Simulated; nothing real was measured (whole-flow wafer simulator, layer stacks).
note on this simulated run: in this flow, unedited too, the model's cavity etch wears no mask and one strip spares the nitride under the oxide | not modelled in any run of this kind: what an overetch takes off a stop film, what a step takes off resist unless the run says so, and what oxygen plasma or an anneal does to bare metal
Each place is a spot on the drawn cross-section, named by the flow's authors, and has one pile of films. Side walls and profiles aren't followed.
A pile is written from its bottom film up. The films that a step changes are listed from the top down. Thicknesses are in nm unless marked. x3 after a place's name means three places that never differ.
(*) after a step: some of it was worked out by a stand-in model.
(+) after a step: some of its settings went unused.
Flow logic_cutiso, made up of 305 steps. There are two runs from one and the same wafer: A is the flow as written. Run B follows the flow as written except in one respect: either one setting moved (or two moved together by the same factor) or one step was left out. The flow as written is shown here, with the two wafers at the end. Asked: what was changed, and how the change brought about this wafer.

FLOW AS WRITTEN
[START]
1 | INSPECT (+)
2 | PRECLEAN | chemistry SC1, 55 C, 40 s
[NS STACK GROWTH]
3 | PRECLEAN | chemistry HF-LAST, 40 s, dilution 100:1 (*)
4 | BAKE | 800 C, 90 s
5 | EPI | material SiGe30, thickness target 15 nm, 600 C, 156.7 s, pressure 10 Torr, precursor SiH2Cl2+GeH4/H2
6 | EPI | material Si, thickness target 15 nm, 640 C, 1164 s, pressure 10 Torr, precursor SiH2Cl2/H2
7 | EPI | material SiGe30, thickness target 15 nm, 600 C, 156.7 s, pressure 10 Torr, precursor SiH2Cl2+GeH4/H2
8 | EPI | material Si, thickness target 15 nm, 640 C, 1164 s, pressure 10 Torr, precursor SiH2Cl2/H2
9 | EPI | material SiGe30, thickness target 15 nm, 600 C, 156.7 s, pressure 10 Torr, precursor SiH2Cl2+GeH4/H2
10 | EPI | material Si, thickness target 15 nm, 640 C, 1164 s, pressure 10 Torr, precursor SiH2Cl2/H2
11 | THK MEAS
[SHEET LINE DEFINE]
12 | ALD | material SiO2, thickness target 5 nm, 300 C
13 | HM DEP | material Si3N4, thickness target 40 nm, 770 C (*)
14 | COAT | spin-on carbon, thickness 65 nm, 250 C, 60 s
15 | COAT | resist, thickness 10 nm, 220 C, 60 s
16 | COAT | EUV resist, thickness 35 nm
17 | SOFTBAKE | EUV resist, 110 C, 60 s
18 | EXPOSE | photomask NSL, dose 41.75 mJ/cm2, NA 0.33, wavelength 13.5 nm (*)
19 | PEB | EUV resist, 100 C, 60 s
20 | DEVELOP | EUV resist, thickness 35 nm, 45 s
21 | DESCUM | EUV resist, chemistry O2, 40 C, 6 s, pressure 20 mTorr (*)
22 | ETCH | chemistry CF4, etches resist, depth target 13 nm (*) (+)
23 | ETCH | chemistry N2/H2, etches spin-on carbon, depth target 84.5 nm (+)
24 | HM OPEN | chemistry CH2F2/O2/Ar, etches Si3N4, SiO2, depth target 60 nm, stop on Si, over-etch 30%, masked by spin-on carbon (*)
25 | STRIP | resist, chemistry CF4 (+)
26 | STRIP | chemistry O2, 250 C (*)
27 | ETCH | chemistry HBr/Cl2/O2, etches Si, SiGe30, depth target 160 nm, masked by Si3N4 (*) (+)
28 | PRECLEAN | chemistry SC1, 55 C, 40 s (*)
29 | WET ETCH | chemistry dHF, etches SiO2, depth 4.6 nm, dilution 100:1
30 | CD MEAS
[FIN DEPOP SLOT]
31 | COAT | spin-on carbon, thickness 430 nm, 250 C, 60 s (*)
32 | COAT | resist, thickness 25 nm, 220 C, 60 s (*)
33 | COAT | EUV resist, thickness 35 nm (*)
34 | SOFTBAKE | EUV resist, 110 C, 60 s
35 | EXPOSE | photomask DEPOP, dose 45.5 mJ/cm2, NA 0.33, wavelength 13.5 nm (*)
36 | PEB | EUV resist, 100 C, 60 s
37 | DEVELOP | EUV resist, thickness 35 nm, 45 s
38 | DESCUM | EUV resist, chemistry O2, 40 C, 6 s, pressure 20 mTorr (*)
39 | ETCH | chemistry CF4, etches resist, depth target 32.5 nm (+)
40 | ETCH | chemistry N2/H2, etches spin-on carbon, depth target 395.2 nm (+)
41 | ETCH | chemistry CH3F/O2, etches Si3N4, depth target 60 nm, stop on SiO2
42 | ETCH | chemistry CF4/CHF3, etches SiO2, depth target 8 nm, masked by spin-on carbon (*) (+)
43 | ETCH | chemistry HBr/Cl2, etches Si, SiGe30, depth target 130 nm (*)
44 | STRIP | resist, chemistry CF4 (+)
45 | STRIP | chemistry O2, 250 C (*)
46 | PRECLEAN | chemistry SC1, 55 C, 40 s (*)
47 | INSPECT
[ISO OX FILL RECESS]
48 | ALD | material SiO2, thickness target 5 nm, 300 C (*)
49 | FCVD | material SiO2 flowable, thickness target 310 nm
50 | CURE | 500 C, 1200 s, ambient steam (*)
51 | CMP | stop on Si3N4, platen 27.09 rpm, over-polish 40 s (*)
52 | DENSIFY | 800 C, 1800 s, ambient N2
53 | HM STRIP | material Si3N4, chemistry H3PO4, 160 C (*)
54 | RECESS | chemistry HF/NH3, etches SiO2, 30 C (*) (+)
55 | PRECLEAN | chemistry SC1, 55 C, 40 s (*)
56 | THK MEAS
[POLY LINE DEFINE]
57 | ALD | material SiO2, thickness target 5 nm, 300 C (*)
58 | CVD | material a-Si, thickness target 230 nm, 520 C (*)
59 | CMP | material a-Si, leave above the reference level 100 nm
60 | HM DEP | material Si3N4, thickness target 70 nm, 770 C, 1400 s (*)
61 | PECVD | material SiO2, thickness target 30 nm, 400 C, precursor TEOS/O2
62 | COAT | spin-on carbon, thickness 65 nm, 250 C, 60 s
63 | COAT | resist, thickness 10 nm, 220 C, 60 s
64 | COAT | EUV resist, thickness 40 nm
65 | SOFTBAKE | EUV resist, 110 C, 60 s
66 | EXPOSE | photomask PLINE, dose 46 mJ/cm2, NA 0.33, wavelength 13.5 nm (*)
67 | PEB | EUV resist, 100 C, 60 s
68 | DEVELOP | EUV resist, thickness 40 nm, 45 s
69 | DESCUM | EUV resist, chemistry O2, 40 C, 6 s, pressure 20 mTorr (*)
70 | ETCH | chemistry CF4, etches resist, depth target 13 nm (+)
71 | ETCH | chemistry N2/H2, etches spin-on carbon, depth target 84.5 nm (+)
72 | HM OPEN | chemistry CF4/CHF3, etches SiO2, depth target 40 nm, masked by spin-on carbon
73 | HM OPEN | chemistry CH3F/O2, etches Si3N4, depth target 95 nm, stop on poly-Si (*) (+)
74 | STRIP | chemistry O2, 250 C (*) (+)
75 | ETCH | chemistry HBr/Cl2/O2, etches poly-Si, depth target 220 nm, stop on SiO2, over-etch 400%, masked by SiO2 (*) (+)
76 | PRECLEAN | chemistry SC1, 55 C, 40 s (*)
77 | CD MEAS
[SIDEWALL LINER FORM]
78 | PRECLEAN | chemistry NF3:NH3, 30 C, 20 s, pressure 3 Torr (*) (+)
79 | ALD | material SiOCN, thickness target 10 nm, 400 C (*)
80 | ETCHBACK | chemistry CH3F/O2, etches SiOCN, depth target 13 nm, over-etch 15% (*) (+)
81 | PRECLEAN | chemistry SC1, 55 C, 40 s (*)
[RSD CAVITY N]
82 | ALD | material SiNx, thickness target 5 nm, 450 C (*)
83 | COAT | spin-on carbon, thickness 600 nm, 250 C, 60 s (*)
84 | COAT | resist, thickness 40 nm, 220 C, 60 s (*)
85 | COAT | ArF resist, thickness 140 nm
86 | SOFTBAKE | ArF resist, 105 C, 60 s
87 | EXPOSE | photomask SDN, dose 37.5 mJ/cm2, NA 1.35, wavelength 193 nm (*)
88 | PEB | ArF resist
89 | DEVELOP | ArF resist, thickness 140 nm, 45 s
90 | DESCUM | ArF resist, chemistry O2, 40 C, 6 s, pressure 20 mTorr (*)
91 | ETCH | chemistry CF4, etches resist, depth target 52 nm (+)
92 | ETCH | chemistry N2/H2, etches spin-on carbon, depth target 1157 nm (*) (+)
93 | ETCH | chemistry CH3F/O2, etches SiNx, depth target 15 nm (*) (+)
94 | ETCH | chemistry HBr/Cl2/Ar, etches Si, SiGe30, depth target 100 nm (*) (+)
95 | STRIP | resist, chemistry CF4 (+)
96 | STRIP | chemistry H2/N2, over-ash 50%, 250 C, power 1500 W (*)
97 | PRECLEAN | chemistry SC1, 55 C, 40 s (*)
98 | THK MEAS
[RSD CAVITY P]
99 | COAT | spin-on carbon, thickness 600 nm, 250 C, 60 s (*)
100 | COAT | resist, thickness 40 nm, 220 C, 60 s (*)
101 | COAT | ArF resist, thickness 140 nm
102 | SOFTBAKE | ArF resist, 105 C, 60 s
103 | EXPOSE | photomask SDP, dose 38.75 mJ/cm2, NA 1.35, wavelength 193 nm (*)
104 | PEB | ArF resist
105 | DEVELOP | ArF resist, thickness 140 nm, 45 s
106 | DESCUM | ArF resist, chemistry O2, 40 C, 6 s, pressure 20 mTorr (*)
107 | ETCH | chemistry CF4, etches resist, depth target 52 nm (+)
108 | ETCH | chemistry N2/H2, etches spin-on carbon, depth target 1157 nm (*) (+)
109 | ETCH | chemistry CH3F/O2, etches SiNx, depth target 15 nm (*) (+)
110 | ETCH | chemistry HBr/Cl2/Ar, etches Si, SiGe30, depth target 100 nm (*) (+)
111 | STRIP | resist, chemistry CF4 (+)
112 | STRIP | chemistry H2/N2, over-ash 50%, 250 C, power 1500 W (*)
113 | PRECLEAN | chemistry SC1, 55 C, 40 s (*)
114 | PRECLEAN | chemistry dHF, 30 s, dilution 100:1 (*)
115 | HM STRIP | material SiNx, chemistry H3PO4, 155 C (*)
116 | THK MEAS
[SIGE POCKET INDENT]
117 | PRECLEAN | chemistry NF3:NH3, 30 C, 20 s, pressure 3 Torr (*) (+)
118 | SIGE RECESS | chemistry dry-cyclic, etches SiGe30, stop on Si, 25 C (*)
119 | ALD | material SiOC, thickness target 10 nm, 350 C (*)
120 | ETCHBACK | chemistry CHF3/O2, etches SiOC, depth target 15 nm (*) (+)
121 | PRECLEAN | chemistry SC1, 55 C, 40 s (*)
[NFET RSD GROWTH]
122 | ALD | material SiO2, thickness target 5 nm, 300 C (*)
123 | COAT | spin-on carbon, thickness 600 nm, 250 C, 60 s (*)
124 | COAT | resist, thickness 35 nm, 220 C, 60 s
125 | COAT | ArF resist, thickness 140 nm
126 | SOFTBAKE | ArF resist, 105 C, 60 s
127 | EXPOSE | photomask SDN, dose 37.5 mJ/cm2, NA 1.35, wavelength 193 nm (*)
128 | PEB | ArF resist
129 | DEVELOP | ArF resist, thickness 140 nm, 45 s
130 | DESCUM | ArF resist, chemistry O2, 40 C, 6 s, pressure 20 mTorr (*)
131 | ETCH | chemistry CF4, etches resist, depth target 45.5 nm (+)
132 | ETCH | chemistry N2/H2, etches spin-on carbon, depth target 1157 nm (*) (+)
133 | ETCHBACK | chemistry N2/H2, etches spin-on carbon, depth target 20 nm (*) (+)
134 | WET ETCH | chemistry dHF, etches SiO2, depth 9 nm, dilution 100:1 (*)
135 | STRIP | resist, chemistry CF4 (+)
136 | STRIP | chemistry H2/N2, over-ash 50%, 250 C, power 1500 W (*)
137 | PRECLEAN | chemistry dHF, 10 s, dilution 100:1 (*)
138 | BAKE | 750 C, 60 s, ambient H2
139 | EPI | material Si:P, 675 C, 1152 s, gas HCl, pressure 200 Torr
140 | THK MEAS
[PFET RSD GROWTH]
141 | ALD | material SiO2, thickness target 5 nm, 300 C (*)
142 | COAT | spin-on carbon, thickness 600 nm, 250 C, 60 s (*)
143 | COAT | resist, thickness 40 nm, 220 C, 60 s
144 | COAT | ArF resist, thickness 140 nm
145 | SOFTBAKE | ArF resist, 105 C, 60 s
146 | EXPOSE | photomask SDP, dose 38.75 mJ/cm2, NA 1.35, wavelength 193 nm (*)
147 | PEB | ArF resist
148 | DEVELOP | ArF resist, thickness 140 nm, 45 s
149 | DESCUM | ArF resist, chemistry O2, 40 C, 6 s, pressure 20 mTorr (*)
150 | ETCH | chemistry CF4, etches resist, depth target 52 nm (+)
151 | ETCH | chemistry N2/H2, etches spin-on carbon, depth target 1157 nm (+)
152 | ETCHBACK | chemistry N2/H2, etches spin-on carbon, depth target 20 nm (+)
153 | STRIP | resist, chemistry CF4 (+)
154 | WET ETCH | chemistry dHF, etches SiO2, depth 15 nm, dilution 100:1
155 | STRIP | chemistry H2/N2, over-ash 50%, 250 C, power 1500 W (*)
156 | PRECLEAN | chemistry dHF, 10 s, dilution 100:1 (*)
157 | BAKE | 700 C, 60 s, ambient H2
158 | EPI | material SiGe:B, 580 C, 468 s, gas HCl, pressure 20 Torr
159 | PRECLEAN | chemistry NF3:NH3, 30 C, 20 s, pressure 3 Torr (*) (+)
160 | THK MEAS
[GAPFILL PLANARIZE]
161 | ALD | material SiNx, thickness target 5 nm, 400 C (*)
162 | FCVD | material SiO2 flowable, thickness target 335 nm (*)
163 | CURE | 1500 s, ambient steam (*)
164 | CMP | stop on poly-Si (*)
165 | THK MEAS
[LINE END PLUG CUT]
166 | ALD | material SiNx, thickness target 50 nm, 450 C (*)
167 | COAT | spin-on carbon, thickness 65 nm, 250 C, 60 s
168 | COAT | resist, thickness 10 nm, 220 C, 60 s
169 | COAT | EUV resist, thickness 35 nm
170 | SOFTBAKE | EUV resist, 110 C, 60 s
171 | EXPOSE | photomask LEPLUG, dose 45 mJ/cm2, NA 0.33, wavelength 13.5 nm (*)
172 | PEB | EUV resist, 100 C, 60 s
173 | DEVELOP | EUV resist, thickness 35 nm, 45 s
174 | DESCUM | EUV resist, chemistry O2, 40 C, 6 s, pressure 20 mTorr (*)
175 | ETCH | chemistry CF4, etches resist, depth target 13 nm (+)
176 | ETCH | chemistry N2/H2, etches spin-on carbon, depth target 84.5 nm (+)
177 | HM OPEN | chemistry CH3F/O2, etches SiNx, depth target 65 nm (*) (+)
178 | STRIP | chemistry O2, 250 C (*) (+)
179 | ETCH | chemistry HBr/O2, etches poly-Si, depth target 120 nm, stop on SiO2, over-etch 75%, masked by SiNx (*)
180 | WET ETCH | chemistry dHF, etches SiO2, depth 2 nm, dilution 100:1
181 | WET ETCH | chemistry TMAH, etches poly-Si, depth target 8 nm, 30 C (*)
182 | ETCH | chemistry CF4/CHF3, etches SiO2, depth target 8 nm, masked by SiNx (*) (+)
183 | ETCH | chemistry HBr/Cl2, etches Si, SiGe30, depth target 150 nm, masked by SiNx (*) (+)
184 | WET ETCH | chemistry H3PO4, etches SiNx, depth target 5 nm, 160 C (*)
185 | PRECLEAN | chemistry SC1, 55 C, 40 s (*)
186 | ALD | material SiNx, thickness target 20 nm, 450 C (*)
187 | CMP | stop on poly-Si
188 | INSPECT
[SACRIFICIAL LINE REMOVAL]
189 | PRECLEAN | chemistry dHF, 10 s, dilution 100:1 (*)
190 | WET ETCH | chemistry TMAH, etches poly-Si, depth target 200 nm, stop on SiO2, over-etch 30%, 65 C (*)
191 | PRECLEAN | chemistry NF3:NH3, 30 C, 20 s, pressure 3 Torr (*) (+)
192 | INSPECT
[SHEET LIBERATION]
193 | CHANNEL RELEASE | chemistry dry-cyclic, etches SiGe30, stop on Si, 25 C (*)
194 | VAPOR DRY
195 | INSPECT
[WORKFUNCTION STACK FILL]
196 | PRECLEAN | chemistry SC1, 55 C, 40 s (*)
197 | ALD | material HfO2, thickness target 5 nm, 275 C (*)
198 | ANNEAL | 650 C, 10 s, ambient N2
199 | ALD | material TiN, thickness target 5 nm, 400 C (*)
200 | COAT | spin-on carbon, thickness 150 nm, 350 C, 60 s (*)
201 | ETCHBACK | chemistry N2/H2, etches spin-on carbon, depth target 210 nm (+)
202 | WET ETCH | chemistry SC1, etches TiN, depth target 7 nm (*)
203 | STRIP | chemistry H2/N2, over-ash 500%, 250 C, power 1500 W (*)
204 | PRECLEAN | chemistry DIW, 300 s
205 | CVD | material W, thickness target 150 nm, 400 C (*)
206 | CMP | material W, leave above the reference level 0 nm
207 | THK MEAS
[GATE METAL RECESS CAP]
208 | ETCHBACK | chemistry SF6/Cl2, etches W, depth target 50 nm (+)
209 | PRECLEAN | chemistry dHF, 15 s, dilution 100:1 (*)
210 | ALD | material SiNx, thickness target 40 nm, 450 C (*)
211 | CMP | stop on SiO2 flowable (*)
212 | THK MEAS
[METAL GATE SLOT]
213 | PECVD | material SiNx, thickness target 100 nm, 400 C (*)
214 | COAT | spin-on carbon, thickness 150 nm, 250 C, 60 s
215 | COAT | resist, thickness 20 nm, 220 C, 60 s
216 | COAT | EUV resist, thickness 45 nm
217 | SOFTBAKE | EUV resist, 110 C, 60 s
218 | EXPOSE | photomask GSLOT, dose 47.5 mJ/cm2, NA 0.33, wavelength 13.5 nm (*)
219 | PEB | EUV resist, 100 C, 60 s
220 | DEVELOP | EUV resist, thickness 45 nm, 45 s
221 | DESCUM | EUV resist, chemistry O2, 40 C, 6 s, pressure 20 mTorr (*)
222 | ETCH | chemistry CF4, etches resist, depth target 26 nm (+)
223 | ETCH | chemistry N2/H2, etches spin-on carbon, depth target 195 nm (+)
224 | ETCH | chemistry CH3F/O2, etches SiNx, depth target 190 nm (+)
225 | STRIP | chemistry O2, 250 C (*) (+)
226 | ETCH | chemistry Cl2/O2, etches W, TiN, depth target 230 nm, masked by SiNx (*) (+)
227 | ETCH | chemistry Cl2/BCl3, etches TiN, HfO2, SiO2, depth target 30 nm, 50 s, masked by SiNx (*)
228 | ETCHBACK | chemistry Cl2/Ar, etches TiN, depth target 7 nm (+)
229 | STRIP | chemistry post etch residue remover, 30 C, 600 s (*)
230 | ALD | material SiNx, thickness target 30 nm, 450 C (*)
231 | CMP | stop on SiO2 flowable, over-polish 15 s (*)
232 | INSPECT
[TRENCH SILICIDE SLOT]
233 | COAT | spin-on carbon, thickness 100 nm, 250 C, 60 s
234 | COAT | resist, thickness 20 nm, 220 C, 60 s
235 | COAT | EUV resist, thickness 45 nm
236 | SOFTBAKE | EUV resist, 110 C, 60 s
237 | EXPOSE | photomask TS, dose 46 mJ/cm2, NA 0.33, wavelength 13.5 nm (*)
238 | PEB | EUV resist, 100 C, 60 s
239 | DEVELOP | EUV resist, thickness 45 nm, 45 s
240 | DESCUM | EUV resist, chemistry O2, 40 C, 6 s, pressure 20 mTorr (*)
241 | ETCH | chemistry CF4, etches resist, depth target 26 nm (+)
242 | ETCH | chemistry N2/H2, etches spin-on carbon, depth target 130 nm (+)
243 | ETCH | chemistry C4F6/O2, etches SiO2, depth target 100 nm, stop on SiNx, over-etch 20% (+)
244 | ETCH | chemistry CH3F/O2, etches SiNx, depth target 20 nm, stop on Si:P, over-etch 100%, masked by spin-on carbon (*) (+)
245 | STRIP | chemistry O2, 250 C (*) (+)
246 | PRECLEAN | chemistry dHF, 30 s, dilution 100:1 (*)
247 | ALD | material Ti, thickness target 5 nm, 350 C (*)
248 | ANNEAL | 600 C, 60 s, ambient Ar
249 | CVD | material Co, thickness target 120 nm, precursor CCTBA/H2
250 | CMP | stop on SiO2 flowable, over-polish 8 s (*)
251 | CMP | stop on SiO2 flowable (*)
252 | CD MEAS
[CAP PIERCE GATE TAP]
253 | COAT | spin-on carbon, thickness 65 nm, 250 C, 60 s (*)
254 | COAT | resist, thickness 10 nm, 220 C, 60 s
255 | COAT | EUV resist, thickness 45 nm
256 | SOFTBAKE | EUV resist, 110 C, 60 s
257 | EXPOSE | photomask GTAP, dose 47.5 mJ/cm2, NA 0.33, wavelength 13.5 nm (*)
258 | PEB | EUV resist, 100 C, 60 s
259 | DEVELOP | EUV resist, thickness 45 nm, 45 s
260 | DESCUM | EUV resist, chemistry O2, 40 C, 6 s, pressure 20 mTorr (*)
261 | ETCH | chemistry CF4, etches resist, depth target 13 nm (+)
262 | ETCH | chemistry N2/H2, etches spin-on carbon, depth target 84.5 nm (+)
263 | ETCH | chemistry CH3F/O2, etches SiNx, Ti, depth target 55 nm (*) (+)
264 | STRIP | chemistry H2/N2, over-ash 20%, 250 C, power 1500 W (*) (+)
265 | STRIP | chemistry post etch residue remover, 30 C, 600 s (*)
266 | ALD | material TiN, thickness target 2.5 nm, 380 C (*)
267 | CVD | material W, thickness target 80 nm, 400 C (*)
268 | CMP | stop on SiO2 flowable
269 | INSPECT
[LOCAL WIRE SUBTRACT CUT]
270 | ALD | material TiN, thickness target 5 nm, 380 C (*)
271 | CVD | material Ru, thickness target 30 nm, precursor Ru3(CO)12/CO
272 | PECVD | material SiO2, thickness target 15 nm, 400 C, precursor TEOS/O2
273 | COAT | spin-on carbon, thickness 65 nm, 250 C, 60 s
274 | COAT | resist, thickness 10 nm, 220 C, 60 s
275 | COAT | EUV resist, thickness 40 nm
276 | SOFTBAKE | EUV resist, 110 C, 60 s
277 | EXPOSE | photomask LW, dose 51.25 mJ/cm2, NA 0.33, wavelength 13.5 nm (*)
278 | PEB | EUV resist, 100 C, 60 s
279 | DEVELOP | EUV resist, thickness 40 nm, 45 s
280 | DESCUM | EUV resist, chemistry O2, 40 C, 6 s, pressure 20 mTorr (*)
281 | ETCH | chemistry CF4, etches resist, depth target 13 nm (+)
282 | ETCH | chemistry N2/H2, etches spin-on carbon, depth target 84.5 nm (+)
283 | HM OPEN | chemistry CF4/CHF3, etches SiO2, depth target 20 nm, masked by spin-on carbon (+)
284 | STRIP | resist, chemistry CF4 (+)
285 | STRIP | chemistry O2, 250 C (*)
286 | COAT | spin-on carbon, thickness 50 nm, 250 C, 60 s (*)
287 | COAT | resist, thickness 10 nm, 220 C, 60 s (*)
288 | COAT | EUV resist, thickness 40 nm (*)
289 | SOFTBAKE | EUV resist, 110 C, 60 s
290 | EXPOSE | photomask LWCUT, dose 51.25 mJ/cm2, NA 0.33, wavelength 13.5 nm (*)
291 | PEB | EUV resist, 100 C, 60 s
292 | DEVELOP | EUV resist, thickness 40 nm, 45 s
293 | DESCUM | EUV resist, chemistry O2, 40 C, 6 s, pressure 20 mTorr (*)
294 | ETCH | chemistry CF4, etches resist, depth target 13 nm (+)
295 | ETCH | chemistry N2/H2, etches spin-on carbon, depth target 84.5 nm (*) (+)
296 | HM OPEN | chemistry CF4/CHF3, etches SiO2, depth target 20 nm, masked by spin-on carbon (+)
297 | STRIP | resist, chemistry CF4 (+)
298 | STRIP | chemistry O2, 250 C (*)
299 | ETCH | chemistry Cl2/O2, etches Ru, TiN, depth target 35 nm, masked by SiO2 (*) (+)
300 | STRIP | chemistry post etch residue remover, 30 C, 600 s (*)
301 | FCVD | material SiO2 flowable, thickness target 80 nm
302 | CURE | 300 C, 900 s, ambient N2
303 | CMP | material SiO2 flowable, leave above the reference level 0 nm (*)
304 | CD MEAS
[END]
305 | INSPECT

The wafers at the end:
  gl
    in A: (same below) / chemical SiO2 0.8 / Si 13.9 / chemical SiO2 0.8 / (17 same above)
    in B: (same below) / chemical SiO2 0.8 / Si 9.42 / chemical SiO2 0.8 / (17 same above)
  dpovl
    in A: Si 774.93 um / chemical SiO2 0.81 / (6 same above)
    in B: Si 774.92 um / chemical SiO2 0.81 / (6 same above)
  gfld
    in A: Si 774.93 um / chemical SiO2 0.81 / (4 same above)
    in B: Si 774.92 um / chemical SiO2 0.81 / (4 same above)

What caused this: step 6, EPI: thickness target 10.5 nm was run, though the flow has thickness target 15 nm; step 6, EPI: 815.1 s was run, where the flow has 1164 s.

The path from the change to this, step by step:
  6 | EPI | material Si, thickness target 15 nm, 640 C, 1164 s, pressure 10 Torr, precursor SiH2Cl2/H2
      depop, dpovl, gfld and 19 more: A +15 Si (new film) | B +10.5 Si (new film)
  27 | ETCH | chemistry HBr/Cl2/O2, etches Si, SiGe30, depth target 160 nm, masked by Si3N4 (*) (+)
      gfld, gxf, iso, lnri: A -0.79 chemical SiO2 (all of it), -11.4 Si (all of it), -15 SiGe30 (all of it), -15 Si (all of it), -15 SiGe30 (all of it), -15 Si (all of it), -15 SiGe30 (all of it), -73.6 Si | B -0.79 chemical SiO2 (all of it), -11.4 Si (all of it), -15 SiGe30 (all of it), -15 Si (all of it), -15 SiGe30 (all of it), -10.5 Si (all of it), -15 SiGe30 (all of it), -78.1 Si
      dpovl, nsgap: A -0.79 chemical SiO2 (all of it), -11.8 Si (all of it), -15 SiGe30 (all of it), -15 Si (all of it), -15 SiGe30 (all of it), -15 Si (all of it), -15 SiGe30 (all of it), -73.2 Si | B -0.79 chemical SiO2 (all of it), -11.8 Si (all of it), -15 SiGe30 (all of it), -15 Si (all of it), -15 SiGe30 (all of it), -10.5 Si (all of it), -15 SiGe30 (all of it), -77.7 Si
      (also at 1 further place)
  43 | ETCH | chemistry HBr/Cl2, etches Si, SiGe30, depth target 130 nm (*)
      depop: A -14 Si (all of it), -15 SiGe30 (all of it), -15 Si (all of it), -15 SiGe30 (all of it), -15 Si (all of it), -15 SiGe30 (all of it), -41 Si | B -14 Si (all of it), -15 SiGe30 (all of it), -15 Si (all of it), -15 SiGe30 (all of it), -10.5 Si (all of it), -15 SiGe30 (all of it), -45.5 Si
  94 | ETCH | chemistry HBr/Cl2/Ar, etches Si, SiGe30, depth target 100 nm (*) (+)
      rsdn, rsdx: A -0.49 chemical SiO2 (all of it), -12.8 Si (all of it), -15 SiGe30 (all of it), -15 Si (all of it), -15 SiGe30 (all of it), -15 Si (all of it), -15 SiGe30 (all of it), -12.2 Si | B -0.49 chemical SiO2 (all of it), -12.8 Si (all of it), -15 SiGe30 (all of it), -15 Si (all of it), -15 SiGe30 (all of it), -10.5 Si (all of it), -15 SiGe30 (all of it), -16.7 Si
  110 | ETCH | chemistry HBr/Cl2/Ar, etches Si, SiGe30, depth target 100 nm (*) (+)
      rsdp, rsdw: A -0.49 chemical SiO2 (all of it), -12.8 Si (all of it), -15 SiGe30 (all of it), -15 Si (all of it), -15 SiGe30 (all of it), -15 Si (all of it), -15 SiGe30 (all of it), -12.2 Si | B -0.49 chemical SiO2 (all of it), -12.8 Si (all of it), -15 SiGe30 (all of it), -15 Si (all of it), -15 SiGe30 (all of it), -10.5 Si (all of it), -15 SiGe30 (all of it), -16.7 Si
  183 | ETCH | chemistry HBr/Cl2, etches Si, SiGe30, depth target 150 nm, masked by SiNx (*) (+)
      plug: A -13.6 Si (all of it), -15 SiGe30 (all of it), -15 Si (all of it), -15 SiGe30 (all of it), -15 Si (all of it), -15 SiGe30 (all of it), -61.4 Si | B -13.6 Si (all of it), -15 SiGe30 (all of it), -15 Si (all of it), -15 SiGe30 (all of it), -10.5 Si (all of it), -15 SiGe30 (all of it), -65.9 Si
